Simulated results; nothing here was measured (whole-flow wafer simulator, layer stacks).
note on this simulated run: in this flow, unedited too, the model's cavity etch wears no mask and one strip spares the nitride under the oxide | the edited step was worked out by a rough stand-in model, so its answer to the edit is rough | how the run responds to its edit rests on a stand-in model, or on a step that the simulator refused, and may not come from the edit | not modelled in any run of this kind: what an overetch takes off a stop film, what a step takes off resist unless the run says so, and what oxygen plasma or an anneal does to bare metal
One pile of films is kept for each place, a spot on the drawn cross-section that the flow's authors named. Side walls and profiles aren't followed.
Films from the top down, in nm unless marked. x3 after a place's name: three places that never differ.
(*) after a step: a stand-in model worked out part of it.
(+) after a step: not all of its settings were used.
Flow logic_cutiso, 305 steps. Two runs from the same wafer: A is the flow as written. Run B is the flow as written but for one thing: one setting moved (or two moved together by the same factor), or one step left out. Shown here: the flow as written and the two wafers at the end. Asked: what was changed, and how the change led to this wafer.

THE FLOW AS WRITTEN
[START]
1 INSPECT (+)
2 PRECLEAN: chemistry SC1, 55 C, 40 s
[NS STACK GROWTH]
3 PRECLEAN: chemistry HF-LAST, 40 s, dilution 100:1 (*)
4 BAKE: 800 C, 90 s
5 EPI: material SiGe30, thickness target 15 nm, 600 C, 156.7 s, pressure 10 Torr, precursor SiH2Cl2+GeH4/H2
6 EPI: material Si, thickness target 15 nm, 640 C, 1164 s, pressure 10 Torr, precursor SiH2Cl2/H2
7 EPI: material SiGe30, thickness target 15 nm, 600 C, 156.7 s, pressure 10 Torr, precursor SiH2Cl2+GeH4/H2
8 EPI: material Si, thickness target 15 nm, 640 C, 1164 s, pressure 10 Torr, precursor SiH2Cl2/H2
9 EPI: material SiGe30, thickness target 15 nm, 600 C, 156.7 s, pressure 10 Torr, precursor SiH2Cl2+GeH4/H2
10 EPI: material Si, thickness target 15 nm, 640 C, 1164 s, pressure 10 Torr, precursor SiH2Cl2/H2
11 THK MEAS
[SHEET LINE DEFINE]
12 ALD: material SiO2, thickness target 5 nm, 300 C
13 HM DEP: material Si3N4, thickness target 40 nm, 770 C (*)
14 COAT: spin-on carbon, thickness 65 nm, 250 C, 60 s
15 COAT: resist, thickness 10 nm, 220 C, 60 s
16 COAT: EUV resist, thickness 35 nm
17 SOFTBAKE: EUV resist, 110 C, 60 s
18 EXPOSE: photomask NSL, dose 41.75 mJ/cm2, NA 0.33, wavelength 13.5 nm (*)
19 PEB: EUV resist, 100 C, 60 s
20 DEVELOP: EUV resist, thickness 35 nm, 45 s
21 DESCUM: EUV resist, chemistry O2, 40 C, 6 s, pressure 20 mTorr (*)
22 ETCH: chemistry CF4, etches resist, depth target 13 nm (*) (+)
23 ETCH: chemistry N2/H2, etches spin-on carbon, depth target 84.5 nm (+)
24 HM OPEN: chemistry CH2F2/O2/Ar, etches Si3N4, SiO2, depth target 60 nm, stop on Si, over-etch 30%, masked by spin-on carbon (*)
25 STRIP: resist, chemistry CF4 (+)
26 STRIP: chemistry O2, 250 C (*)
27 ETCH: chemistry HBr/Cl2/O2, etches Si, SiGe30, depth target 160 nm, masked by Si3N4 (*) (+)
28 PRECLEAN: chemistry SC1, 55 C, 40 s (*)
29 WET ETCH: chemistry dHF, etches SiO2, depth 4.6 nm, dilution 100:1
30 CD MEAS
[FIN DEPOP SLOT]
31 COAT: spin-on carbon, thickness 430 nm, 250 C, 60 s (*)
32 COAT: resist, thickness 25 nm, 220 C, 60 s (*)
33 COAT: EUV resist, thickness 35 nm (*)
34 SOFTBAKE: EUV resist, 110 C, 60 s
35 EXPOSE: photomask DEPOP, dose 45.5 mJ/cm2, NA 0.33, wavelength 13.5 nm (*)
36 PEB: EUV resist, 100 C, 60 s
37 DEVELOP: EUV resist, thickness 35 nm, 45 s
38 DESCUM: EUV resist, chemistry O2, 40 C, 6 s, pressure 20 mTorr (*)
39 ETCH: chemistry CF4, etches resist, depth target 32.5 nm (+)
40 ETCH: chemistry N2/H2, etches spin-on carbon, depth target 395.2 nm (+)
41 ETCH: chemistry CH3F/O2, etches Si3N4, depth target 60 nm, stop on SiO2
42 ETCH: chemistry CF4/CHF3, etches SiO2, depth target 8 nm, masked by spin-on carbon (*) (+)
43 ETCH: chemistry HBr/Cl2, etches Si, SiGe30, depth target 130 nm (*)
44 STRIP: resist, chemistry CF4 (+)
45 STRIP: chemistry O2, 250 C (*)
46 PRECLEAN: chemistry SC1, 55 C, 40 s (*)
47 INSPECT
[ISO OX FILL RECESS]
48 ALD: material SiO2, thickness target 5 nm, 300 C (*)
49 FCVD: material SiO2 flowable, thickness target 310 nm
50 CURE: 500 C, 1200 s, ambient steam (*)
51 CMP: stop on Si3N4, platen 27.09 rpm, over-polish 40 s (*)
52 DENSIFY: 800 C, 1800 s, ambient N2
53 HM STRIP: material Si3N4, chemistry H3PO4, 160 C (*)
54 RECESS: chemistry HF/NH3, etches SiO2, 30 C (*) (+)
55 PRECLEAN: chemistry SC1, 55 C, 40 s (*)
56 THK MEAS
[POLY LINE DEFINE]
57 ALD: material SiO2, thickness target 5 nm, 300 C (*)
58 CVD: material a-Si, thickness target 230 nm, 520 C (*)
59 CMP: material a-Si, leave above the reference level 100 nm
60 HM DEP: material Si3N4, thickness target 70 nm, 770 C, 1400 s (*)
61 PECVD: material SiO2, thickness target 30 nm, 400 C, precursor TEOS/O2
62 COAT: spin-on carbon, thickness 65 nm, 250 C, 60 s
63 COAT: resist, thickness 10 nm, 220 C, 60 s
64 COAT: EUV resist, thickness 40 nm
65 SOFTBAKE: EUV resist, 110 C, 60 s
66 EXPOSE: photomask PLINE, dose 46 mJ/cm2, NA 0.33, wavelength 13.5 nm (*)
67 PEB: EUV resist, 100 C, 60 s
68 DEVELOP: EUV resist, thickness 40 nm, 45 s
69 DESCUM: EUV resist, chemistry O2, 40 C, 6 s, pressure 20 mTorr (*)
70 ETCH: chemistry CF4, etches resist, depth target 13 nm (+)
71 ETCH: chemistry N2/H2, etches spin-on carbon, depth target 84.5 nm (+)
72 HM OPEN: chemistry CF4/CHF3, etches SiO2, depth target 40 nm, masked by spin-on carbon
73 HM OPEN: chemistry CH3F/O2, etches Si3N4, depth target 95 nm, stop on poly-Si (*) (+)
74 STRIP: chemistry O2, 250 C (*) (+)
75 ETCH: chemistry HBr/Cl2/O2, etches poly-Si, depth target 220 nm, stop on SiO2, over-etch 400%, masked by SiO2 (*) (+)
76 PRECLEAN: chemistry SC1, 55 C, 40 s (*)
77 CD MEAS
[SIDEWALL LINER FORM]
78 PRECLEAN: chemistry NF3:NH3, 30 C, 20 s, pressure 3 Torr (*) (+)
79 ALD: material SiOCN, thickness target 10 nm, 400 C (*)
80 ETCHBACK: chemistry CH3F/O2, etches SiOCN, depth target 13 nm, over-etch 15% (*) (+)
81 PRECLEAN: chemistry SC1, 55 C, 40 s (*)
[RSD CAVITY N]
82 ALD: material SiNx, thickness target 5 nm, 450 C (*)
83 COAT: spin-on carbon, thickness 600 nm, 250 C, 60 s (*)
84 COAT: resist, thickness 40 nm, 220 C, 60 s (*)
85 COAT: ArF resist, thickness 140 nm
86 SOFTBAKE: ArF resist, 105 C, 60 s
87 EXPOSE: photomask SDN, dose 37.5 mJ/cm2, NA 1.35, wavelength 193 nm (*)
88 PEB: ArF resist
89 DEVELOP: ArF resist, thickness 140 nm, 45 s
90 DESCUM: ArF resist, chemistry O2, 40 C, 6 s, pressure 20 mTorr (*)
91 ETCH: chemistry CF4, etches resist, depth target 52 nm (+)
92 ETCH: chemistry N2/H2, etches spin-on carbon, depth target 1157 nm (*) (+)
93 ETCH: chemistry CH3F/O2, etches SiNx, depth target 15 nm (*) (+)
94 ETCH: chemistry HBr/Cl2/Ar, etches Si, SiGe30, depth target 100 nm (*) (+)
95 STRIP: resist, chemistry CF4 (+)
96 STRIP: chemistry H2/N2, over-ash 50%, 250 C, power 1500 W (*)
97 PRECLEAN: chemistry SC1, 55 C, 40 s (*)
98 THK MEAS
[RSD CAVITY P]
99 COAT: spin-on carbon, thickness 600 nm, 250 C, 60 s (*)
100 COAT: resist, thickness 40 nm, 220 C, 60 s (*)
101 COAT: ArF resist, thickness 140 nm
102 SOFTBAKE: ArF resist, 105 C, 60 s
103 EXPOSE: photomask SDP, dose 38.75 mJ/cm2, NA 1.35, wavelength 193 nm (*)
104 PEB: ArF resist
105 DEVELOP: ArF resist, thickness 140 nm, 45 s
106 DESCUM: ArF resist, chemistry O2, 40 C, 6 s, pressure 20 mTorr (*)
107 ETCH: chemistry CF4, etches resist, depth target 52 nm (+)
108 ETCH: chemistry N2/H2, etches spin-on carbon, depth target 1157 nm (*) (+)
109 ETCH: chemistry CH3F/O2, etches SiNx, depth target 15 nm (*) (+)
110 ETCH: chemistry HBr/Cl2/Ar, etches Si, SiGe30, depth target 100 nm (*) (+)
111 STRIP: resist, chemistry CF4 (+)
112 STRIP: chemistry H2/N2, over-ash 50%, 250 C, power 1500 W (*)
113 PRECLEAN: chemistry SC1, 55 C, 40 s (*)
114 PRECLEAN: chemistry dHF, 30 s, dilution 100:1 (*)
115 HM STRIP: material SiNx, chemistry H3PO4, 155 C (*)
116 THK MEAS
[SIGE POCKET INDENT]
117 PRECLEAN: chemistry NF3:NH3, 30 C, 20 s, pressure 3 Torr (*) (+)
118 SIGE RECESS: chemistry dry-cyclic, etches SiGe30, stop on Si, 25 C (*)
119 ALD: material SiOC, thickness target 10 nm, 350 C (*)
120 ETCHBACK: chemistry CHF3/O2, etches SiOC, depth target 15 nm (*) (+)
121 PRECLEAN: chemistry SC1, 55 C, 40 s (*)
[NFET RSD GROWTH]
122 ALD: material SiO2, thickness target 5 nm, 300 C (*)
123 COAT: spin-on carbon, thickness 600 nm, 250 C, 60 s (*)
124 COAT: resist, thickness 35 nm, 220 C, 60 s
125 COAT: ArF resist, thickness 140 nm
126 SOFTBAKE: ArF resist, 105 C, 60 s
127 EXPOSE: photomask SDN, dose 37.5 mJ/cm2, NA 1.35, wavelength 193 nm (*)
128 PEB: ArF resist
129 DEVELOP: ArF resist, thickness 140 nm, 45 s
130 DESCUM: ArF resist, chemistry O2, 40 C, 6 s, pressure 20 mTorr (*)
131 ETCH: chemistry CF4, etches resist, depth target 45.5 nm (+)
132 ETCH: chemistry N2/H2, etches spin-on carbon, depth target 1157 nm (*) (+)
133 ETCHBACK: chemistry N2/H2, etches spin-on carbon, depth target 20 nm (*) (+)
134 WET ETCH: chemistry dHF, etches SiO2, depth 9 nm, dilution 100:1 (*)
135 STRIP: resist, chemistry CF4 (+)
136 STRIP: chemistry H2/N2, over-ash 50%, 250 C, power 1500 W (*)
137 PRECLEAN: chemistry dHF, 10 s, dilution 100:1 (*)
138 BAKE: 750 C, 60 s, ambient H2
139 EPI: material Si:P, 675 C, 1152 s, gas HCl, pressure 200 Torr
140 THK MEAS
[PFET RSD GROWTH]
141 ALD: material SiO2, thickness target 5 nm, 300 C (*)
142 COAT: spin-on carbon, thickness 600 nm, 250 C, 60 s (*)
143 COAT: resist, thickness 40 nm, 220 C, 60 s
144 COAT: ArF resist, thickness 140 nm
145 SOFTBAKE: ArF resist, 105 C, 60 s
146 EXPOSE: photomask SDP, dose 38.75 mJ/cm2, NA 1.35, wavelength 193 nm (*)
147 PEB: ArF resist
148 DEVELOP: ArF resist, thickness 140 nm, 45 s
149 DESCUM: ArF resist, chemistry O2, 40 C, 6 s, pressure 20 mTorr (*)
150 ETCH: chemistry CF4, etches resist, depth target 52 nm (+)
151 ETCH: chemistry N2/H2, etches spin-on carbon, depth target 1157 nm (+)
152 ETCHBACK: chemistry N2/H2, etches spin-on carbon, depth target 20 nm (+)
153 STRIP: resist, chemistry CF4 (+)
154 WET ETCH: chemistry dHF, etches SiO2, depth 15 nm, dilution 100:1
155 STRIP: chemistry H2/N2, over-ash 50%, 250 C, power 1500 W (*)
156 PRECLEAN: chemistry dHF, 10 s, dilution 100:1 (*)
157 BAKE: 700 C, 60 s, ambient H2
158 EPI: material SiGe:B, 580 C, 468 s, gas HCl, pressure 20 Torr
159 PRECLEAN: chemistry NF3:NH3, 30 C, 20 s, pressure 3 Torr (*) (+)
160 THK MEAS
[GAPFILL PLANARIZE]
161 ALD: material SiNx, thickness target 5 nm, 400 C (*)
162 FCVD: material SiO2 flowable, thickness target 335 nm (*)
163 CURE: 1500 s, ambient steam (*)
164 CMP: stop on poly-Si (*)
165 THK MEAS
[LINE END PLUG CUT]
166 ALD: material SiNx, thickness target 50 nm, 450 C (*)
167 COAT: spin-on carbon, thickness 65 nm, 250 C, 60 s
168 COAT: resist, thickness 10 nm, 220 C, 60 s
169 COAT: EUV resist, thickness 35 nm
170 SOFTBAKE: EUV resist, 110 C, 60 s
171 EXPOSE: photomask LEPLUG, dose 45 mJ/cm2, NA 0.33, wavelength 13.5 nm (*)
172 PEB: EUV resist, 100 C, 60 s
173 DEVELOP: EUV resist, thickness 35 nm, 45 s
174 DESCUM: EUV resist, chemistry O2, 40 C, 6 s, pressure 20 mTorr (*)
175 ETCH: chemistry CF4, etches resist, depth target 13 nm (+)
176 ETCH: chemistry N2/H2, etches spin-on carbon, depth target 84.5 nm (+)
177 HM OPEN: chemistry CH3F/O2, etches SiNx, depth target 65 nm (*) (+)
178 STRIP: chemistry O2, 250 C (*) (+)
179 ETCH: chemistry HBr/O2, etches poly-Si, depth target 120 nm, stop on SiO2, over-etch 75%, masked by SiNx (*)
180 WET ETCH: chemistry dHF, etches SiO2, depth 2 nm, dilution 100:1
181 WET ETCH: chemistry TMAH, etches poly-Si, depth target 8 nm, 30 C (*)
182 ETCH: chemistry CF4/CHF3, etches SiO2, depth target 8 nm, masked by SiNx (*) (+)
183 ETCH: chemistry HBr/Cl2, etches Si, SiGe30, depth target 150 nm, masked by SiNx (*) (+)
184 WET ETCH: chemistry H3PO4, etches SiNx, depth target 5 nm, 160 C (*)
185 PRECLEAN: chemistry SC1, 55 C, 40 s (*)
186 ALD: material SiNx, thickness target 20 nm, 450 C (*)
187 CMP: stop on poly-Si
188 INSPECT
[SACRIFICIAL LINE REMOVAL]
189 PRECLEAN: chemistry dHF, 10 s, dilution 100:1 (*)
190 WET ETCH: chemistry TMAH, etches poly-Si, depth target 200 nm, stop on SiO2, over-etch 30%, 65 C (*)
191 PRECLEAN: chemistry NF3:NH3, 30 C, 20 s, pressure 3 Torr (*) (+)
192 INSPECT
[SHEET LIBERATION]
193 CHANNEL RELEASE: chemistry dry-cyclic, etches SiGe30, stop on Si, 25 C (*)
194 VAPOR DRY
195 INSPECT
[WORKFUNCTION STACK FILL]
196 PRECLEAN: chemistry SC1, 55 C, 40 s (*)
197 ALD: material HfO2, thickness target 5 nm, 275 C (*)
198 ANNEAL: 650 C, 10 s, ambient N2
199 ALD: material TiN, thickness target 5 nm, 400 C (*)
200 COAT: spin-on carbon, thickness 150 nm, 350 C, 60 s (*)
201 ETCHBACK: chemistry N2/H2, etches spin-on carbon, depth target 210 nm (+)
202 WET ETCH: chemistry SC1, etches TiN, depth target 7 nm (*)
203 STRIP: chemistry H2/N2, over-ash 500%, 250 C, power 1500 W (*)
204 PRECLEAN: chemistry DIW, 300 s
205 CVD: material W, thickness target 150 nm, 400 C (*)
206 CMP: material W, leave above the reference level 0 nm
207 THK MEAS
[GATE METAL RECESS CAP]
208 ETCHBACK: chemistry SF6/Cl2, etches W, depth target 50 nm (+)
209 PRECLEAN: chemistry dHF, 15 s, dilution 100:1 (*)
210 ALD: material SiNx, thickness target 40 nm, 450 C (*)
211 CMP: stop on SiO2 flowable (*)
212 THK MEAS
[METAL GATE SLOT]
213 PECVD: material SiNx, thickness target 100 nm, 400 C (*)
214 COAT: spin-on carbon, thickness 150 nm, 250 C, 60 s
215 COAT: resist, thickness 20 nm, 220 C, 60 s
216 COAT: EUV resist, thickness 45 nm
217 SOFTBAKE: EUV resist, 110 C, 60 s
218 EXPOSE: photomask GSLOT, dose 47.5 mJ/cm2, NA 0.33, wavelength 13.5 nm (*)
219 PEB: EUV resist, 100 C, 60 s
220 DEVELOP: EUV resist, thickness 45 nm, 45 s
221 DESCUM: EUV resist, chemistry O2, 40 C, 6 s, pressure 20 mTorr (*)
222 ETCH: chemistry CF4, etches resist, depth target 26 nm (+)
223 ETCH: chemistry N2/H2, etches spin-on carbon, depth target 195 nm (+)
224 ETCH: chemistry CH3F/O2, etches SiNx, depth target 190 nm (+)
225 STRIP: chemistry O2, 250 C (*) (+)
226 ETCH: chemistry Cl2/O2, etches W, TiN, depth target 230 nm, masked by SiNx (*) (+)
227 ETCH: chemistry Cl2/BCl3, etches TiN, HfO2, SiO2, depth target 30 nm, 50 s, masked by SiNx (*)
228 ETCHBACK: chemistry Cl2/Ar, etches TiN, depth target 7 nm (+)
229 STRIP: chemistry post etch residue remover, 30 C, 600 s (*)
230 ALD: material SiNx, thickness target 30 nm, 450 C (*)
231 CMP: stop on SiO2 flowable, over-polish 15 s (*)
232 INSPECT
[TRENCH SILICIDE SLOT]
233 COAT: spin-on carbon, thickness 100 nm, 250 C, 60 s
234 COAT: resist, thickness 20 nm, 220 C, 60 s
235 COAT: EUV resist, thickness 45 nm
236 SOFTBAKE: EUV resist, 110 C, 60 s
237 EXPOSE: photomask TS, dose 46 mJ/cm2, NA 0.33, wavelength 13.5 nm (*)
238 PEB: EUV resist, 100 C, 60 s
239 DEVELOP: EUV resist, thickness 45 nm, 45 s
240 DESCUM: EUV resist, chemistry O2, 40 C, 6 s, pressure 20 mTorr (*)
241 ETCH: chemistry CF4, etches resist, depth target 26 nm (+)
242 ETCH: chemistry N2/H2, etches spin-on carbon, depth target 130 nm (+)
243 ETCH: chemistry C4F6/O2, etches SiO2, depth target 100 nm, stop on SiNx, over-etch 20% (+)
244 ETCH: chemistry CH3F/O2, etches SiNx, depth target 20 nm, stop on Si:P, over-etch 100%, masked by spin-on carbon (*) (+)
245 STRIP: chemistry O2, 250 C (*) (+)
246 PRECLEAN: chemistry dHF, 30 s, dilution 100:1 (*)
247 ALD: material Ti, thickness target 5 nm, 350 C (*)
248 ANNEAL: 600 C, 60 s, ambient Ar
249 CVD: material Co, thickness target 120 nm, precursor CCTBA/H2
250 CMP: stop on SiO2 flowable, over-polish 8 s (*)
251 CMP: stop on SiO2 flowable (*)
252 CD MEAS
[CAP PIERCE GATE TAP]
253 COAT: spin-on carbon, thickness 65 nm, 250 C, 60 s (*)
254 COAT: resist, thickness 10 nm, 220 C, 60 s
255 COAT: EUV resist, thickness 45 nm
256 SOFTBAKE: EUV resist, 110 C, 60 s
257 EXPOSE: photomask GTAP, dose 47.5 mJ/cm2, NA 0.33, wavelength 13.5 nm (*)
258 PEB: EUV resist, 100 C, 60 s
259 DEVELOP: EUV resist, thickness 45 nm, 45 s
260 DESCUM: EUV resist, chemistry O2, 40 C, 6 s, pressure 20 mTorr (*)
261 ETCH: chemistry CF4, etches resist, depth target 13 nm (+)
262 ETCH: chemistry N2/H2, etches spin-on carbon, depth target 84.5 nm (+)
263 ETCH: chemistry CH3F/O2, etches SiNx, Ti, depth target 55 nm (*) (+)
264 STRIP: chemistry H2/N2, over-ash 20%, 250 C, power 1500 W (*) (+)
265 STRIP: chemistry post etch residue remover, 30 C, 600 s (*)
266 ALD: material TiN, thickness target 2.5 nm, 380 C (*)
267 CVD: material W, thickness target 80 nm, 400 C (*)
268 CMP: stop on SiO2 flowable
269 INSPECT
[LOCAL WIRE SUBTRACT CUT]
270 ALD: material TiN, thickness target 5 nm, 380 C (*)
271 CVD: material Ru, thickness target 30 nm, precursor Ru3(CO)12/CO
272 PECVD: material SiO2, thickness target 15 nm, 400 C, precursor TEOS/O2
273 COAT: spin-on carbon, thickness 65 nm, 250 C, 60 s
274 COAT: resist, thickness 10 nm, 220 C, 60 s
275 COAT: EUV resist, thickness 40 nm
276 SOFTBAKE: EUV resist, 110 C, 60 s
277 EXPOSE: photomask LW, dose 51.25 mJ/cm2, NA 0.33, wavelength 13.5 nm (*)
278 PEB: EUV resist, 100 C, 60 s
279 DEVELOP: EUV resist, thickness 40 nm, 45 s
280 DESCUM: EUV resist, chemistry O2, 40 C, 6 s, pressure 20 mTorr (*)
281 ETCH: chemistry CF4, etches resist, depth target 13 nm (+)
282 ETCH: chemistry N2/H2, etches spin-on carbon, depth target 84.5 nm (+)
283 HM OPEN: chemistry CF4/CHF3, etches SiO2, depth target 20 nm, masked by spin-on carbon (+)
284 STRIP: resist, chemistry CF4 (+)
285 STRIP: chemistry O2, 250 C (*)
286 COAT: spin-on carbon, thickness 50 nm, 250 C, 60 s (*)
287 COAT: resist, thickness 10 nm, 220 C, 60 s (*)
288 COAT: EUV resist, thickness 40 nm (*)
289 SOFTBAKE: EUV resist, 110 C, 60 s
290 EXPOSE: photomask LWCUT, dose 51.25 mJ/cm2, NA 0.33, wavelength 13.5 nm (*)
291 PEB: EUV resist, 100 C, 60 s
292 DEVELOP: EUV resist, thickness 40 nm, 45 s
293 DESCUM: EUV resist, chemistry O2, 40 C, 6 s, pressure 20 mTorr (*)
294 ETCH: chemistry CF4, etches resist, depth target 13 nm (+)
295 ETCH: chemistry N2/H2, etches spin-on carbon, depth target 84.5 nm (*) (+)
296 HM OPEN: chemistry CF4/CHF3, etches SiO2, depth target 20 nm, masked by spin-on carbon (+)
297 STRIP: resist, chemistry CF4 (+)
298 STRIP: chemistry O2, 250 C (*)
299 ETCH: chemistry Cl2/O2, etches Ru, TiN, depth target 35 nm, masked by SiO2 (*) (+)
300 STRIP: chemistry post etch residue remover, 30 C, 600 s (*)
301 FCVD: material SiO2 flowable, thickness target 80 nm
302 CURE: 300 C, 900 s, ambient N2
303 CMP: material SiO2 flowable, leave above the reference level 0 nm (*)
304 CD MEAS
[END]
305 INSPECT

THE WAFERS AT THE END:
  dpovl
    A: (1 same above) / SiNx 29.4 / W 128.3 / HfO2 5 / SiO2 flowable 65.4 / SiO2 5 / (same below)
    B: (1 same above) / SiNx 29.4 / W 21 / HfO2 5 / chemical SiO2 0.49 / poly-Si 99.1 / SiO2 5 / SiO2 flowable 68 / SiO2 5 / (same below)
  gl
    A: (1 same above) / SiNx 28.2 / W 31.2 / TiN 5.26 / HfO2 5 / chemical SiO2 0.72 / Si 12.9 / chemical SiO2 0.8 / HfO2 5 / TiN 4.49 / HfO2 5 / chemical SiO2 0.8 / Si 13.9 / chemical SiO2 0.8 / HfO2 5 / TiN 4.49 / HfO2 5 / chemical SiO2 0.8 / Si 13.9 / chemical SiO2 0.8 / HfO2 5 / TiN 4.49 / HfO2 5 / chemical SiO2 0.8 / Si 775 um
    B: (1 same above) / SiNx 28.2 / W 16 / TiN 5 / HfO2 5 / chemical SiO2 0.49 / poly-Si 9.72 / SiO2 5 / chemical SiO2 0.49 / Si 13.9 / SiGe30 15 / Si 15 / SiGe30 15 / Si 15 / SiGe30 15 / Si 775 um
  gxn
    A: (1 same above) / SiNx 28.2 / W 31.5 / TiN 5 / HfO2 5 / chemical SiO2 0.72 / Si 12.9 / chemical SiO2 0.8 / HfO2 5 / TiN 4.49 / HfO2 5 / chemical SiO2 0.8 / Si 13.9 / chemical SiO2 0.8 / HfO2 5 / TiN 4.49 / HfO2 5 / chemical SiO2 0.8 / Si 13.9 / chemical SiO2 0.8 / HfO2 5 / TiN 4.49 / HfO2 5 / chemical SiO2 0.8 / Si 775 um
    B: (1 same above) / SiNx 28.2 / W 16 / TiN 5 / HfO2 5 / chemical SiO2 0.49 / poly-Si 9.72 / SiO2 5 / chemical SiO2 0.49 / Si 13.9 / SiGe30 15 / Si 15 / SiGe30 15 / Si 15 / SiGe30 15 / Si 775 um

The cause: step 190, WET ETCH: depth target 90 nm was run, where the flow has depth target 200 nm.

How the change led to this, step by step:
  190 WET ETCH: chemistry TMAH, etches poly-Si, depth target 200 nm, stop on SiO2, over-etch 30%, 65 C (*)
      depop, dpovl, gfld, gxf, isow, nsgap: A poly-Si -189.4 (all of it) | B poly-Si -90
      gl, glp, gxn, gxp, ns, tap: A poly-Si -100 (all of it) | B poly-Si -90
  191 PRECLEAN: chemistry NF3:NH3, 30 C, 20 s, pressure 3 Torr (*) (+)
      depop, dpovl, gfld, gxf, isow, nsgap: A SiO2 -5 (all of it), SiO2 flowable -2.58 | B nothing
      gl, glp, gxn, gxp, ns, tap: A SiO2 -5 (all of it), chemical SiO2 -0.49 (all of it) | B nothing
  193 CHANNEL RELEASE: chemistry dry-cyclic, etches SiGe30, stop on Si, 25 C (*)
      gl, glp, gxn, gxp, ns, tap: A chemical SiO2 +0.8 (new film), Si -0.99, chemical SiO2 +0.8 (new film), cavity +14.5 (new film), chemical SiO2 +0.8 (new film), SiGe30 -15 (all of it), Si -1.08, chemical SiO2 +0.8 (new film), cavity +14.5 (new film), chemical SiO2 +0.8 (new film), SiGe30 -15 (all of it), Si -1.08, chemical SiO2 +0.8 (new film), cavity +14.5 (new film), chemical SiO2 +0.8 (new film), SiGe30 -15 (all of it), Si -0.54 | B nothing
  196 PRECLEAN: chemistry SC1, 55 C, 40 s (*)
      gl, glp, gxn, gxp, ns, tap: A chemical SiO2 -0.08 | B chemical SiO2 +0.49 (new film), poly-Si -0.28
  197 ALD: material HfO2, thickness target 5 nm, 275 C (*)
      gl, glp, gxn, gxp, ns, tap: A HfO2 +5 (new film), HfO2 +5 (new film), cavity -10, HfO2 +5 (new film), HfO2 +5 (new film), cavity -10, HfO2 +5 (new film), HfO2 +5 (new film), cavity -10, HfO2 +5 (new film) | B HfO2 +5 (new film)
      gxf: A HfO2 +7.7 (new film) | B HfO2 +5 (new film)
  199 ALD: material TiN, thickness target 5 nm, 400 C (*)
      gl, glp, tap: A TiN +5.26 (new film), TiN +4.49 (new film), cavity -4.49 (all of it), TiN +4.49 (new film), cavity -4.49 (all of it), TiN +4.49 (new film), cavity -4.49 (all of it) | B TiN +5 (new film)
      gxn, gxp, ns: A TiN +5 (new film), TiN +4.49 (new film), cavity -4.49 (all of it), TiN +4.49 (new film), cavity -4.49 (all of it), TiN +4.49 (new film), cavity -4.49 (all of it) | B TiN +5 (new film)
      (and at 1 more place)
  200 COAT: spin-on carbon, thickness 150 nm, 350 C, 60 s (*)
      gl, glp: A spin-on carbon +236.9 (new film) | B spin-on carbon +225.4 (new film)
      gxn, gxp: A spin-on carbon +236.9 (new film) | B spin-on carbon +225.3 (new film)
      (and at 18 more places)
  201 ETCHBACK: chemistry N2/H2, etches spin-on carbon, depth target 210 nm (+)
      lnr, lnrp: A spin-on carbon -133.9 (all of it) | B spin-on carbon -137.5 (all of it)
      rsdn, rsdw: A spin-on carbon -145.8 (all of it) | B spin-on carbon -149.4 (all of it)
      (and at 11 more places)
  203 STRIP: chemistry H2/N2, over-ash 500%, 250 C, power 1500 W (*)
      gl, glp: A spin-on carbon -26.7 (all of it) | B spin-on carbon -15.2 (all of it)
      gxn, gxp: A spin-on carbon -26.8 (all of it) | B spin-on carbon -15.2 (all of it)
      (and at 3 more places)
  205 CVD: material W, thickness target 150 nm, 400 C (*)
      depop, dpovl, isow, nsgap: A W +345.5 (new film) | B W +238.2 (new film)
      gl, glp, tap: A W +248.4 (new film) | B W +233.2 (new film)
      (and at 5 more places)
  226 ETCH: chemistry Cl2/O2, etches W, TiN, depth target 230 nm, masked by SiNx (*) (+)
      depop, dpovl, gl and 18 more: A SiNx -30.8 | B SiNx -3.95
      gfld: A W -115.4 (all of it), TiN -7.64 (all of it), HfO2 -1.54 | B W -10.8 (all of it), TiN -5 (all of it), HfO2 -0.2
  227 ETCH: chemistry Cl2/BCl3, etches TiN, HfO2, SiO2, depth target 30 nm, 50 s, masked by SiNx (*)
      gfld: A HfO2 -3.46 (all of it), SiO2 flowable -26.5 | B HfO2 -4.8 (all of it), chemical SiO2 -0.49 (all of it), poly-Si -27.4
  228 ETCHBACK: chemistry Cl2/Ar, etches TiN, depth target 7 nm (+)
      gfld: A SiO2 flowable -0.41 | B poly-Si -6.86
  230 ALD: material SiNx, thickness target 30 nm, 450 C (*)
      gfld: A SiNx +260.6 (new film) | B SiNx +188 (new film)
  231 CMP: stop on SiO2 flowable, over-polish 15 s (*)
      depop, dpovl, gl and 9 more: A SiNx -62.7 | B SiNx -89.5
      lnr, lnri, lnrp, lnrt: A SiNx -61 (all of it), SiOCN -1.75 | B SiNx -87.8 (all of it), SiOCN -1.75
      (and at 6 more places)
Counting metal films that touch as one body, gl has 1 body; the flow as written gives 4 bodies (between them, from the top down: HfO2 5 / chemical SiO2 0.72 / Si 12.9 / chemical SiO2 0.8 / HfO2 5; HfO2 5 / chemical SiO2 0.8 / Si 13.9 / chemical SiO2 0.8 / HfO2 5; HfO2 5 / chemical SiO2 0.8 / Si 13.9 / chemical SiO2 0.8 / HfO2 5).
Counting metal films that touch as one body, gxn has 1 body; the flow as written gives 4 bodies (between them, from the top down: HfO2 5 / chemical SiO2 0.72 / Si 12.9 / chemical SiO2 0.8 / HfO2 5; HfO2 5 / chemical SiO2 0.8 / Si 13.9 / chemical SiO2 0.8 / HfO2 5; HfO2 5 / chemical SiO2 0.8 / Si 13.9 / chemical SiO2 0.8 / HfO2 5).
